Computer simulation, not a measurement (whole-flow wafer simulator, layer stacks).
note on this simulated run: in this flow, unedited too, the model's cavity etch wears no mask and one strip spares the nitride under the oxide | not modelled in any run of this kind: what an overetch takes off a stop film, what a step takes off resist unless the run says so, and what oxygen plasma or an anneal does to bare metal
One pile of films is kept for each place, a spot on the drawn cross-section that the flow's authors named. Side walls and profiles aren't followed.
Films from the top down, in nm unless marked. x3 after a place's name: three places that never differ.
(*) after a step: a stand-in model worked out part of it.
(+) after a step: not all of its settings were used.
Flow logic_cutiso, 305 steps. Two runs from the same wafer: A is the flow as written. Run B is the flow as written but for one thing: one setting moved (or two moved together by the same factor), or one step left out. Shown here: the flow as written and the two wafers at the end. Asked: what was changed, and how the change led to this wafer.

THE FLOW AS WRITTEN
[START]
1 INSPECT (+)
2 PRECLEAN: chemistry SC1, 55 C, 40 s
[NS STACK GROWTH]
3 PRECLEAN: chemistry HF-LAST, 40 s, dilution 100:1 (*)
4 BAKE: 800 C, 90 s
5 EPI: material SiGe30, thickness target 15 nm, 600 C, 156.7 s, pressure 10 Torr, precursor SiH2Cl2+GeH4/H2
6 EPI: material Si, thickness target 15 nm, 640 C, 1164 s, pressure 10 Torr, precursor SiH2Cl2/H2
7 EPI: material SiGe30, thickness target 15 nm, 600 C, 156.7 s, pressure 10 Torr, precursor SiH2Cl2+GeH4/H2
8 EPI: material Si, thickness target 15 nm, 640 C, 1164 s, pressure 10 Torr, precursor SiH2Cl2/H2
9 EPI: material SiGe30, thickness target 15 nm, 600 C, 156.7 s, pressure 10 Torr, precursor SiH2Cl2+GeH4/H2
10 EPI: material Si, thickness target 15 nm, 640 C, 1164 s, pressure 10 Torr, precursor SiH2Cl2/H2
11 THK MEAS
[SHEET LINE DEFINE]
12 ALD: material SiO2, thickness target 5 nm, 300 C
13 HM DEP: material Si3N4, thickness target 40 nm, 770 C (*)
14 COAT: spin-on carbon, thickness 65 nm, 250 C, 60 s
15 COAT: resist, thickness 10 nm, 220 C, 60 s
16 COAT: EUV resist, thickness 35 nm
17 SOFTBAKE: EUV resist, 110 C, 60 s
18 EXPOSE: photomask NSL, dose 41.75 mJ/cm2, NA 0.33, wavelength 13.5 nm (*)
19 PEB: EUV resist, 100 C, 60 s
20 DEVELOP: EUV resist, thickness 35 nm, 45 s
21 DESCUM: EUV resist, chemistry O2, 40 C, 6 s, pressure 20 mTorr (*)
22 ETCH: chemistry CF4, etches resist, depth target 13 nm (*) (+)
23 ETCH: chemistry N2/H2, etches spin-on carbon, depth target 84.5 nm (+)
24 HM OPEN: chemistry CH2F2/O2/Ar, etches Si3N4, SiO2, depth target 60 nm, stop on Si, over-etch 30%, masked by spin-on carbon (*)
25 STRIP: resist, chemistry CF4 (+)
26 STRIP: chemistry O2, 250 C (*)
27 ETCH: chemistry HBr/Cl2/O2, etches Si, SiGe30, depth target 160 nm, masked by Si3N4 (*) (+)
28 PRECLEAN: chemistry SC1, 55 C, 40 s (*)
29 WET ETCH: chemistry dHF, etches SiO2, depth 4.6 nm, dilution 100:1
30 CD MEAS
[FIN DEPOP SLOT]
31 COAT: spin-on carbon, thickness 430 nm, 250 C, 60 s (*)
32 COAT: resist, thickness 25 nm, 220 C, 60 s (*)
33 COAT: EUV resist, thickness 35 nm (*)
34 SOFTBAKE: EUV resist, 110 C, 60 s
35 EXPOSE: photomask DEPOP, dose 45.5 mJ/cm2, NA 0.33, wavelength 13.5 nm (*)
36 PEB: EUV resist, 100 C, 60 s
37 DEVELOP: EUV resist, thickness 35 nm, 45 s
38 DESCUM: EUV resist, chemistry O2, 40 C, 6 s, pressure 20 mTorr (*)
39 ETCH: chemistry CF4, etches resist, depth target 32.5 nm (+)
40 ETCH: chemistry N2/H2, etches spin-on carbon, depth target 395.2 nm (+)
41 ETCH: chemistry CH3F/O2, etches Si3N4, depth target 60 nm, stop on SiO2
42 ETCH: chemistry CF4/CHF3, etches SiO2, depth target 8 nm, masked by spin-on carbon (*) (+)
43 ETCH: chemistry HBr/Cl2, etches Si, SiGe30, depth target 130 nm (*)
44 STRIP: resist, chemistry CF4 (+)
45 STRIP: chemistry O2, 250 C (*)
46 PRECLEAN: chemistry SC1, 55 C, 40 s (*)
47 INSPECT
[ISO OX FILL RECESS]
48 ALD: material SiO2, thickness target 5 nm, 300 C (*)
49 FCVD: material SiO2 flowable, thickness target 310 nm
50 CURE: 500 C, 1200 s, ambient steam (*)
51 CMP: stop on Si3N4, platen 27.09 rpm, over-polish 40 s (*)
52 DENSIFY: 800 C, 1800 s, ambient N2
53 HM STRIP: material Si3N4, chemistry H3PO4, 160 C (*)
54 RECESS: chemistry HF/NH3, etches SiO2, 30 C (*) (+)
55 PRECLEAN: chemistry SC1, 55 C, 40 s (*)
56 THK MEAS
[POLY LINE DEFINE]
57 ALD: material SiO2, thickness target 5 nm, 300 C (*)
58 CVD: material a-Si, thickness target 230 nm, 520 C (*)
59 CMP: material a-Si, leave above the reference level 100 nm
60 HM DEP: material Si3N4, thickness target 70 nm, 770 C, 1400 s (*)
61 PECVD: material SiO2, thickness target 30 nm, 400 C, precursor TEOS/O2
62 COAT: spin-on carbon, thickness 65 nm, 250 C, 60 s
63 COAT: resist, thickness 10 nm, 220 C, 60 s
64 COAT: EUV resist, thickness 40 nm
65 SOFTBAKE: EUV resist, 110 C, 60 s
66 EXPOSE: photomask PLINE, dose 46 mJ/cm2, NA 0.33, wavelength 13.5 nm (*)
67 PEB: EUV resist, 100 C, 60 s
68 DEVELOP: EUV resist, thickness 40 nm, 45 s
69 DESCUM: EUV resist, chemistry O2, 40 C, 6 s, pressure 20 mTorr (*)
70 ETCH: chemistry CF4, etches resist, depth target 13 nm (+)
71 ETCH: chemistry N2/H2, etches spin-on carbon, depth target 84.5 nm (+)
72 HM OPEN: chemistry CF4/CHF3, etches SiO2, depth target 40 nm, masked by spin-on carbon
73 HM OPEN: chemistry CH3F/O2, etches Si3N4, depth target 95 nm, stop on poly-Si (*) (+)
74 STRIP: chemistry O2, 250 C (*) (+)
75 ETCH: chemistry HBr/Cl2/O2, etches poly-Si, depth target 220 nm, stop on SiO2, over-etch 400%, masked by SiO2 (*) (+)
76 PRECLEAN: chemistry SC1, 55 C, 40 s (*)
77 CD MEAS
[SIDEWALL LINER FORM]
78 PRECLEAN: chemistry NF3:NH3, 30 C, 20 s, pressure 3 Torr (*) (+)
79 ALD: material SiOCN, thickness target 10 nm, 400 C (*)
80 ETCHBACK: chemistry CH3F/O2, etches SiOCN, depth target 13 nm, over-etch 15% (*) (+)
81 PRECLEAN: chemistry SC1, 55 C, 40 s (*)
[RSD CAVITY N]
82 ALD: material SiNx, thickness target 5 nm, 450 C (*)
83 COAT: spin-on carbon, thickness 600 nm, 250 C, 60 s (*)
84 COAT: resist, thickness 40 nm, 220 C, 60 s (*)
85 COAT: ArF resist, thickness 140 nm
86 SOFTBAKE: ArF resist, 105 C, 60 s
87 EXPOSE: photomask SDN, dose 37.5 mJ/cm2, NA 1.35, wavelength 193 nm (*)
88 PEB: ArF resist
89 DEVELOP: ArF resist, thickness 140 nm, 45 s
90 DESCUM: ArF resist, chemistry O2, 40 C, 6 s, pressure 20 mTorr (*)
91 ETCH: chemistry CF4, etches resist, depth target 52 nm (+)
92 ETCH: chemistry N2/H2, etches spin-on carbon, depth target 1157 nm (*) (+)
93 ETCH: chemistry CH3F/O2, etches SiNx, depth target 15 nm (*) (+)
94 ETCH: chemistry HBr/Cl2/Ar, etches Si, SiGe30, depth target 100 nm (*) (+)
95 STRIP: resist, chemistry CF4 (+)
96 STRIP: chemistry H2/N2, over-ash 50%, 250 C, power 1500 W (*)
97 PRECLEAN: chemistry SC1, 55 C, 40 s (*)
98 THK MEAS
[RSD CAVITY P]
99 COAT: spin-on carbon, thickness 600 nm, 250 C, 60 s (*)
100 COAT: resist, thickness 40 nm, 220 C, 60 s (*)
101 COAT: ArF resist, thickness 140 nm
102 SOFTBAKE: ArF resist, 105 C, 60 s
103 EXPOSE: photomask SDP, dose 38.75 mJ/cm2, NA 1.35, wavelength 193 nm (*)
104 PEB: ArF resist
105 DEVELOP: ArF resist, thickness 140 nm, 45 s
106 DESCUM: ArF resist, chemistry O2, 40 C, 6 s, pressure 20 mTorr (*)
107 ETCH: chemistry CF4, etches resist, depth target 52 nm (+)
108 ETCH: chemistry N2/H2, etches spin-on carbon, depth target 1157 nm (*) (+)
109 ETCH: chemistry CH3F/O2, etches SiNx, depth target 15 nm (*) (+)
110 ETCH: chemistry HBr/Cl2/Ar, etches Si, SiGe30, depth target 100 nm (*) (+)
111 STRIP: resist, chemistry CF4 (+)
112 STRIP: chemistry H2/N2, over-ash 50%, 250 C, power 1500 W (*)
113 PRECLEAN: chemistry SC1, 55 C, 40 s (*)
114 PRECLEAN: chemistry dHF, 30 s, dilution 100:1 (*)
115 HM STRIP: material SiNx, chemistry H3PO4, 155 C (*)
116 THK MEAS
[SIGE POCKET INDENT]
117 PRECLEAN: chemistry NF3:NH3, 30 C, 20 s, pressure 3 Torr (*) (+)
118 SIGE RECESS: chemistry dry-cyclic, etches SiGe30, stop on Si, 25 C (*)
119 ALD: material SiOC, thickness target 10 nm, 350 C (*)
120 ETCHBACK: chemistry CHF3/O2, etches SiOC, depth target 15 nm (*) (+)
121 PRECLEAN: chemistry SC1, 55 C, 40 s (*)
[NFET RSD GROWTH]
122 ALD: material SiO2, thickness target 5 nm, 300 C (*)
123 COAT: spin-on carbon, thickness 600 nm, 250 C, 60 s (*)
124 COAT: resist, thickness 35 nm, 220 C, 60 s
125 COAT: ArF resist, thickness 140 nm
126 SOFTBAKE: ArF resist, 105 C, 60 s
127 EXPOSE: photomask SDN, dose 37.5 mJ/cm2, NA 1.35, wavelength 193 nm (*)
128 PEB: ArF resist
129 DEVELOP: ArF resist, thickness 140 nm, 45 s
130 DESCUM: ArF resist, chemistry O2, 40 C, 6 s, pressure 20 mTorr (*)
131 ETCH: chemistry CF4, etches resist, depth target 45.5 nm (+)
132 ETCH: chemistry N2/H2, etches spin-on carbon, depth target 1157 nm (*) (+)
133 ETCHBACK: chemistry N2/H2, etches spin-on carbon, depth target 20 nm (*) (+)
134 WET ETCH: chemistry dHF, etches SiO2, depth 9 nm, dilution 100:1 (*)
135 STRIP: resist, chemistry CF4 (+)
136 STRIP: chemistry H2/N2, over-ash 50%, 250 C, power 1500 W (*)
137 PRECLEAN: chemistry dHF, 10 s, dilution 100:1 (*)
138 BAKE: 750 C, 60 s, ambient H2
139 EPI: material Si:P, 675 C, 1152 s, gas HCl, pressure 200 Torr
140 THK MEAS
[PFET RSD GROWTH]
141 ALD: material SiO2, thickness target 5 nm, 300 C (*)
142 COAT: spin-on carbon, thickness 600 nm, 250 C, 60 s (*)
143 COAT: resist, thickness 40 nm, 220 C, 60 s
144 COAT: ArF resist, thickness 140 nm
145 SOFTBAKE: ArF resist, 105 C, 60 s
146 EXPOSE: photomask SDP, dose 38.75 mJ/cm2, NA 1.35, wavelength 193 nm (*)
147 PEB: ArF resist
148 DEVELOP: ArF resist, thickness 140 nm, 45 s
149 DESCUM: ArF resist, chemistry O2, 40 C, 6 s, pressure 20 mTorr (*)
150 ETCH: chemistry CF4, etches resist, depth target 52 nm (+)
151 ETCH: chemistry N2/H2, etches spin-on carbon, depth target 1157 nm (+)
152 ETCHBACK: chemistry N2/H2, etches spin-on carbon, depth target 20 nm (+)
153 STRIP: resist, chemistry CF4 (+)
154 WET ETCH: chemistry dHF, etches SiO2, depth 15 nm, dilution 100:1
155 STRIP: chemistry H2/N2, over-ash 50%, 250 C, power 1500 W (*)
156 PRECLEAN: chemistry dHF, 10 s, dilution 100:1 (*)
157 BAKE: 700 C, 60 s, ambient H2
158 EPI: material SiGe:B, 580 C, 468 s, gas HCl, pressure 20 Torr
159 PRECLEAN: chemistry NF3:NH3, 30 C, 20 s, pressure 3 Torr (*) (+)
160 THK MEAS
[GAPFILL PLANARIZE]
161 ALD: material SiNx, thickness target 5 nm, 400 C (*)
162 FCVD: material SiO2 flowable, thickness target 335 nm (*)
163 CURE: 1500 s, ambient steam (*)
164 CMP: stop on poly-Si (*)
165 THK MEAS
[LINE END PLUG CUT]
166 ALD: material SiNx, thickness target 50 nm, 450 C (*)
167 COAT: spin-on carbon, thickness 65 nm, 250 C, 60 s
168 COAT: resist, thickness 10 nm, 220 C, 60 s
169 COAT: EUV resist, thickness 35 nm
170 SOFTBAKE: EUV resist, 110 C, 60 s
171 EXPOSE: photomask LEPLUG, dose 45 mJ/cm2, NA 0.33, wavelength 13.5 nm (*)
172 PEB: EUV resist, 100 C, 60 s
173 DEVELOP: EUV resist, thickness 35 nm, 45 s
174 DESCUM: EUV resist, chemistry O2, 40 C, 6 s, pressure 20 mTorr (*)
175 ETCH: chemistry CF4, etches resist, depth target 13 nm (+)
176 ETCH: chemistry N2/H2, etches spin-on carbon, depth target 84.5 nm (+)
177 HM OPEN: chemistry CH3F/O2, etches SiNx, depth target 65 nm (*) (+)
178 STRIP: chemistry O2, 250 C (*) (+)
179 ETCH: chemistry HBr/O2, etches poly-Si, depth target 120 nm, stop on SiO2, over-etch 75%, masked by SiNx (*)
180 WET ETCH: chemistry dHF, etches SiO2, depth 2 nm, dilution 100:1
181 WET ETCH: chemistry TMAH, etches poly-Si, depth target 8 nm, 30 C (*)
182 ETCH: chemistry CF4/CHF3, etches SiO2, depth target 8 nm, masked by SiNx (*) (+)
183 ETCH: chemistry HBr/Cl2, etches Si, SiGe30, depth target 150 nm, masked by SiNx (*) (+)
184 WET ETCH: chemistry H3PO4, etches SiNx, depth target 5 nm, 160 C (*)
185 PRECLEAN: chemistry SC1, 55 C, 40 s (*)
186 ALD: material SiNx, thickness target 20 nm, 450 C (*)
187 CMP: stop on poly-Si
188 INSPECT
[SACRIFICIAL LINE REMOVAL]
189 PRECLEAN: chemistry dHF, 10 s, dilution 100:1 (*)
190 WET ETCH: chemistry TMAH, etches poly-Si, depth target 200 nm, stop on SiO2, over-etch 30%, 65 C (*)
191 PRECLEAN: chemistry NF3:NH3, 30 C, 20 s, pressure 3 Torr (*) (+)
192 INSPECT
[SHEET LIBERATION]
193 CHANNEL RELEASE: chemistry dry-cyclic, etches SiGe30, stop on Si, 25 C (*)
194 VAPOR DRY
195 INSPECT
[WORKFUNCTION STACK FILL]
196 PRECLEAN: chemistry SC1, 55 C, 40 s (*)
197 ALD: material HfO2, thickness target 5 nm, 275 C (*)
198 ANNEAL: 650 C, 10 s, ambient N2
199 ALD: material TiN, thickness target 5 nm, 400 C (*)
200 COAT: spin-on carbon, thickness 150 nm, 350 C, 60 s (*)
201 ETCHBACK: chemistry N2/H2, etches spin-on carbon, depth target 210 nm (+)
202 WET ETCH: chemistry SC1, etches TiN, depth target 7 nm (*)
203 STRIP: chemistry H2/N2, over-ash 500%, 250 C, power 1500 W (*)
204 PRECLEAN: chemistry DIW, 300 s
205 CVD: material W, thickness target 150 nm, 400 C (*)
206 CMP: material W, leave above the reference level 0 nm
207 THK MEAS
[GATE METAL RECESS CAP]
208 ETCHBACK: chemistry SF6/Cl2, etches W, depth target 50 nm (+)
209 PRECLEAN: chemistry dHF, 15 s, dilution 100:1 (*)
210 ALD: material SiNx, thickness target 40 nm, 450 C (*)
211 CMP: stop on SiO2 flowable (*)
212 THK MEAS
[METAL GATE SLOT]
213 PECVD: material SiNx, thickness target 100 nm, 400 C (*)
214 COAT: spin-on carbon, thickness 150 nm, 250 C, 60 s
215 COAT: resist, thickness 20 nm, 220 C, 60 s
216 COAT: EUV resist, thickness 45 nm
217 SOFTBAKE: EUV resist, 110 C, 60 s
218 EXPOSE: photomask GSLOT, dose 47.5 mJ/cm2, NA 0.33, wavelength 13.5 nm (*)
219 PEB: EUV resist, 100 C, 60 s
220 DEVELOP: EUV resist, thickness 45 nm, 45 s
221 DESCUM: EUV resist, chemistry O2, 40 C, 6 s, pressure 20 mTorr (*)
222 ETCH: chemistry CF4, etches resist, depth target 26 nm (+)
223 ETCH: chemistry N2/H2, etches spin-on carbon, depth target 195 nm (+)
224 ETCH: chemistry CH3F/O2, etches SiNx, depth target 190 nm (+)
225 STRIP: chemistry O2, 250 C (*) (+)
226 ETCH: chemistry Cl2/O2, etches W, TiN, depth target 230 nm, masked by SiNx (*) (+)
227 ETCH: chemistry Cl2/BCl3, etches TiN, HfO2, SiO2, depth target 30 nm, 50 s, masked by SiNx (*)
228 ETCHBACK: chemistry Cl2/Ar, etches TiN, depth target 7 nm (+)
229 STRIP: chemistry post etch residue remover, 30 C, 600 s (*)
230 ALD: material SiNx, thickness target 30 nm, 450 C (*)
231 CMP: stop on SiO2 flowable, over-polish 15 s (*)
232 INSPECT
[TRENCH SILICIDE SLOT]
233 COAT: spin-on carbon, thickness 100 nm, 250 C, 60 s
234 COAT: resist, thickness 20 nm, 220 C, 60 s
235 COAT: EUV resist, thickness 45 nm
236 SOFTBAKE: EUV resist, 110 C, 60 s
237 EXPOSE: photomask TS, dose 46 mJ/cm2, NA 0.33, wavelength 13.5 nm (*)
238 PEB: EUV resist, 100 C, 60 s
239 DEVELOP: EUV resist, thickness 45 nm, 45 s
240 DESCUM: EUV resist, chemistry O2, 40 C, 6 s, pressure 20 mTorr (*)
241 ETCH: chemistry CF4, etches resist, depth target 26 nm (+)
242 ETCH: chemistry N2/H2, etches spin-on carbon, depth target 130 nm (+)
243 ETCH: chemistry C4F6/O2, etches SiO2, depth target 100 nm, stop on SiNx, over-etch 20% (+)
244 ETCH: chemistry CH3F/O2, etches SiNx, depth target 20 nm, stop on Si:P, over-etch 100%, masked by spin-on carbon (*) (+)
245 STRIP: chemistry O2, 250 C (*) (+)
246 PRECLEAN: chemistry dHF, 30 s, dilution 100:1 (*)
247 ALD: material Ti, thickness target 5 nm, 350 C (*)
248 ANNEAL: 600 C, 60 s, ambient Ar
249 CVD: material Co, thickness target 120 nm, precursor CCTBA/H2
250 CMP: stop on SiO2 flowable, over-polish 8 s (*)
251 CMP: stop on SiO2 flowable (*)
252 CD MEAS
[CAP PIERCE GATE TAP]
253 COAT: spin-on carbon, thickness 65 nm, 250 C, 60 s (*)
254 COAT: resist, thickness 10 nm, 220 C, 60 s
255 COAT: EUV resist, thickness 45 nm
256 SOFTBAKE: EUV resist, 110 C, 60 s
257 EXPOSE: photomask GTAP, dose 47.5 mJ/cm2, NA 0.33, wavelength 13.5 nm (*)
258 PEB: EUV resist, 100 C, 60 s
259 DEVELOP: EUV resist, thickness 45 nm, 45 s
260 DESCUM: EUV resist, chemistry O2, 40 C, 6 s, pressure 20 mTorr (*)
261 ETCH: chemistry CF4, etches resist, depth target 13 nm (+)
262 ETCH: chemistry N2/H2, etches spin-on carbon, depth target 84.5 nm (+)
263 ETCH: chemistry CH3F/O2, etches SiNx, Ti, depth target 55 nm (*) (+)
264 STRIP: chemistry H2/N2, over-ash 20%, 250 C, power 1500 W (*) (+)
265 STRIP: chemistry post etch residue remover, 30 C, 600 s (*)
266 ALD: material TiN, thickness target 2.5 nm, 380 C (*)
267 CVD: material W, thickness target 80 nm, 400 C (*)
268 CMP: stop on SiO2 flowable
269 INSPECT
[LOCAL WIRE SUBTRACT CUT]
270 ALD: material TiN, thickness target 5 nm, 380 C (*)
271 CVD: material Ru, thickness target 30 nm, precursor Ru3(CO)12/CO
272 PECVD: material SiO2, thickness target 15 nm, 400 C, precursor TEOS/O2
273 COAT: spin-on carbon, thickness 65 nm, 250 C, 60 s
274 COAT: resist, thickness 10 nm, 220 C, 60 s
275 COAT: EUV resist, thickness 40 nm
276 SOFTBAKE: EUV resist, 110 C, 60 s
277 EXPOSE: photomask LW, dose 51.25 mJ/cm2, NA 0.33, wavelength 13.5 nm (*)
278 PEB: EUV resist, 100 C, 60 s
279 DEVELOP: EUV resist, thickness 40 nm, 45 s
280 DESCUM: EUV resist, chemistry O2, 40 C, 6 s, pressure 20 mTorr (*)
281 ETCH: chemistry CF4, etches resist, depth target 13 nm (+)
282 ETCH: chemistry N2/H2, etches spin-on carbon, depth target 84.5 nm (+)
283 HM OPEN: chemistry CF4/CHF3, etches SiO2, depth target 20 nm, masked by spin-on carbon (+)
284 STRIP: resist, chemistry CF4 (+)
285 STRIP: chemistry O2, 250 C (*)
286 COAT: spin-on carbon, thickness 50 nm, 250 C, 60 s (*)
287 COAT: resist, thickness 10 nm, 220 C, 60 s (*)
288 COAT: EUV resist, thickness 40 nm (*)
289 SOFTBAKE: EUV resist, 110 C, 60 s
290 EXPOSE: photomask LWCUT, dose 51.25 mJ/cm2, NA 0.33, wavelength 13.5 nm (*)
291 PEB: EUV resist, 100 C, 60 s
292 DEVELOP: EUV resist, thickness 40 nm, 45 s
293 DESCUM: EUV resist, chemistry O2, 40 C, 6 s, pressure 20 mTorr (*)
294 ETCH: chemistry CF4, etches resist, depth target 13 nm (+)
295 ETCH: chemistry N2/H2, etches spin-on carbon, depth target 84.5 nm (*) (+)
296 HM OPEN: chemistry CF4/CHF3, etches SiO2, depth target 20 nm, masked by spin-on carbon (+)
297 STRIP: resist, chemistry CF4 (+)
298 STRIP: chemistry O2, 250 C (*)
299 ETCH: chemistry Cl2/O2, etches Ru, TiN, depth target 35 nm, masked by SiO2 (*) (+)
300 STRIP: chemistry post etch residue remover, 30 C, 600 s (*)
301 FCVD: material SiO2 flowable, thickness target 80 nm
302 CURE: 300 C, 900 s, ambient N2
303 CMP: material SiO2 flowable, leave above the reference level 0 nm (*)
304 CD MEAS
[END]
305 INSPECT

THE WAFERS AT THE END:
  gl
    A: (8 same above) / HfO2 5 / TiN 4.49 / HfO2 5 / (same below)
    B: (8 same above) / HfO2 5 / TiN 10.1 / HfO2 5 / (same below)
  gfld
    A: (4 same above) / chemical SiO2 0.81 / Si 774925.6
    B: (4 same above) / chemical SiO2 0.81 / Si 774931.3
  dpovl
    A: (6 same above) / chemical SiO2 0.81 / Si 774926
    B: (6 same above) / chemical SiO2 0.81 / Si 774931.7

The cause: step 9, EPI: thickness target 20.6 nm was run, where the flow has thickness target 15 nm; step 9, EPI: 215.5 s was run, where the flow has 156.7 s.

How the change led to this, step by step:
  9 EPI: material SiGe30, thickness target 15 nm, 600 C, 156.7 s, pressure 10 Torr, precursor SiH2Cl2+GeH4/H2
      depop, dpovl, gfld and 19 more: A SiGe30 +15 (new film) | B SiGe30 +20.6 (new film)
  27 ETCH: chemistry HBr/Cl2/O2, etches Si, SiGe30, depth target 160 nm, masked by Si3N4 (*) (+)
      gfld, gxf, iso, lnri: A chemical SiO2 -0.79 (all of it), Si -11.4 (all of it), SiGe30 -15 (all of it), Si -15 (all of it), SiGe30 -15 (all of it), Si -15 (all of it), SiGe30 -15 (all of it), Si -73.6 | B chemical SiO2 -0.79 (all of it), Si -11.4 (all of it), SiGe30 -20.6 (all of it), Si -15 (all of it), SiGe30 -15 (all of it), Si -15 (all of it), SiGe30 -15 (all of it), Si -68
      dpovl, nsgap: A chemical SiO2 -0.79 (all of it), Si -11.8 (all of it), SiGe30 -15 (all of it), Si -15 (all of it), SiGe30 -15 (all of it), Si -15 (all of it), SiGe30 -15 (all of it), Si -73.2 | B chemical SiO2 -0.79 (all of it), Si -11.8 (all of it), SiGe30 -20.6 (all of it), Si -15 (all of it), SiGe30 -15 (all of it), Si -15 (all of it), SiGe30 -15 (all of it), Si -67.6
      (and at 1 more place)
  43 ETCH: chemistry HBr/Cl2, etches Si, SiGe30, depth target 130 nm (*)
      depop: A Si -14 (all of it), SiGe30 -15 (all of it), Si -15 (all of it), SiGe30 -15 (all of it), Si -15 (all of it), SiGe30 -15 (all of it), Si -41 | B Si -14 (all of it), SiGe30 -20.6 (all of it), Si -15 (all of it), SiGe30 -15 (all of it), Si -15 (all of it), SiGe30 -15 (all of it), Si -35.3
  94 ETCH: chemistry HBr/Cl2/Ar, etches Si, SiGe30, depth target 100 nm (*) (+)
      rsdn, rsdx: A chemical SiO2 -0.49 (all of it), Si -12.8 (all of it), SiGe30 -15 (all of it), Si -15 (all of it), SiGe30 -15 (all of it), Si -15 (all of it), SiGe30 -15 (all of it), Si -12.2 | B chemical SiO2 -0.49 (all of it), Si -12.8 (all of it), SiGe30 -20.6 (all of it), Si -15 (all of it), SiGe30 -15 (all of it), Si -15 (all of it), SiGe30 -15 (all of it), Si -6.53
  110 ETCH: chemistry HBr/Cl2/Ar, etches Si, SiGe30, depth target 100 nm (*) (+)
      rsdp, rsdw: A chemical SiO2 -0.49 (all of it), Si -12.8 (all of it), SiGe30 -15 (all of it), Si -15 (all of it), SiGe30 -15 (all of it), Si -15 (all of it), SiGe30 -15 (all of it), Si -12.2 | B chemical SiO2 -0.49 (all of it), Si -12.8 (all of it), SiGe30 -20.6 (all of it), Si -15 (all of it), SiGe30 -15 (all of it), Si -15 (all of it), SiGe30 -15 (all of it), Si -6.53
  118 SIGE RECESS: chemistry dry-cyclic, etches SiGe30, stop on Si, 25 C (*)
      lnr, lnrp, lnrt: A SiOCN -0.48, Si -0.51, cavity +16 (new film), SiGe30 -15 (all of it), Si -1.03, cavity +16 (new film), SiGe30 -15 (all of it), Si -1.03, cavity +16 (new film), SiGe30 -15 (all of it), Si -0.51 | B SiOCN -0.48, Si -0.51, cavity +21.7 (new film), SiGe30 -20.6 (all of it), Si -1.03, cavity +16 (new film), SiGe30 -15 (all of it), Si -1.03, cavity +16 (new film), SiGe30 -15 (all of it), Si -0.51
  119 ALD: material SiOC, thickness target 10 nm, 350 C (*)
      lnr, lnrp, lnrt: A SiOC +10 (new film), SiOC +16 (new film), cavity -16 (all of it), SiOC +16 (new film), cavity -16 (all of it), SiOC +16 (new film), cavity -16 (all of it) | B SiOC +10 (new film), SiOC +21.7 (new film), cavity -21.7 (all of it), SiOC +16 (new film), cavity -16 (all of it), SiOC +16 (new film), cavity -16 (all of it)
  183 ETCH: chemistry HBr/Cl2, etches Si, SiGe30, depth target 150 nm, masked by SiNx (*) (+)
      plug: A Si -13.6 (all of it), SiGe30 -15 (all of it), Si -15 (all of it), SiGe30 -15 (all of it), Si -15 (all of it), SiGe30 -15 (all of it), Si -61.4 | B Si -13.6 (all of it), SiGe30 -20.6 (all of it), Si -15 (all of it), SiGe30 -15 (all of it), Si -15 (all of it), SiGe30 -15 (all of it), Si -55.8
  193 CHANNEL RELEASE: chemistry dry-cyclic, etches SiGe30, stop on Si, 25 C (*)
      gl, glp, gxn, gxp, ns, tap: A chemical SiO2 +0.8 (new film), Si -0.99, chemical SiO2 +0.8 (new film), cavity +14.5 (new film), chemical SiO2 +0.8 (new film), SiGe30 -15 (all of it), Si -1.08, chemical SiO2 +0.8 (new film), cavity +14.5 (new film), chemical SiO2 +0.8 (new film), SiGe30 -15 (all of it), Si -1.08, chemical SiO2 +0.8 (new film), cavity +14.5 (new film), chemical SiO2 +0.8 (new film), SiGe30 -15 (all of it), Si -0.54 | B chemical SiO2 +0.8 (new film), Si -0.99, chemical SiO2 +0.8 (new film), cavity +20.1 (new film), chemical SiO2 +0.8 (new film), SiGe30 -20.6 (all of it), Si -1.08, chemical SiO2 +0.8 (new film), cavity +14.5 (new film), chemical SiO2 +0.8 (new film), SiGe30 -15 (all of it), Si -1.08, chemical SiO2 +0.8 (new film), cavity +14.5 (new film), chemical SiO2 +0.8 (new film), SiGe30 -15 (all of it), Si -0.54
  199 ALD: material TiN, thickness target 5 nm, 400 C (*)
      gl, glp, tap: A TiN +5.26 (new film), TiN +4.49 (new film), cavity -4.49 (all of it), TiN +4.49 (new film), cavity -4.49 (all of it), TiN +4.49 (new film), cavity -4.49 (all of it) | B TiN +5.26 (new film), TiN +10.1 (new film), cavity -10.1 (all of it), TiN +4.49 (new film), cavity -4.49 (all of it), TiN +4.49 (new film), cavity -4.49 (all of it)
      gxn, gxp, ns: A TiN +5 (new film), TiN +4.49 (new film), cavity -4.49 (all of it), TiN +4.49 (new film), cavity -4.49 (all of it), TiN +4.49 (new film), cavity -4.49 (all of it) | B TiN +5 (new film), TiN +10.1 (new film), cavity -10.1 (all of it), TiN +4.49 (new film), cavity -4.49 (all of it), TiN +4.49 (new film), cavity -4.49 (all of it)
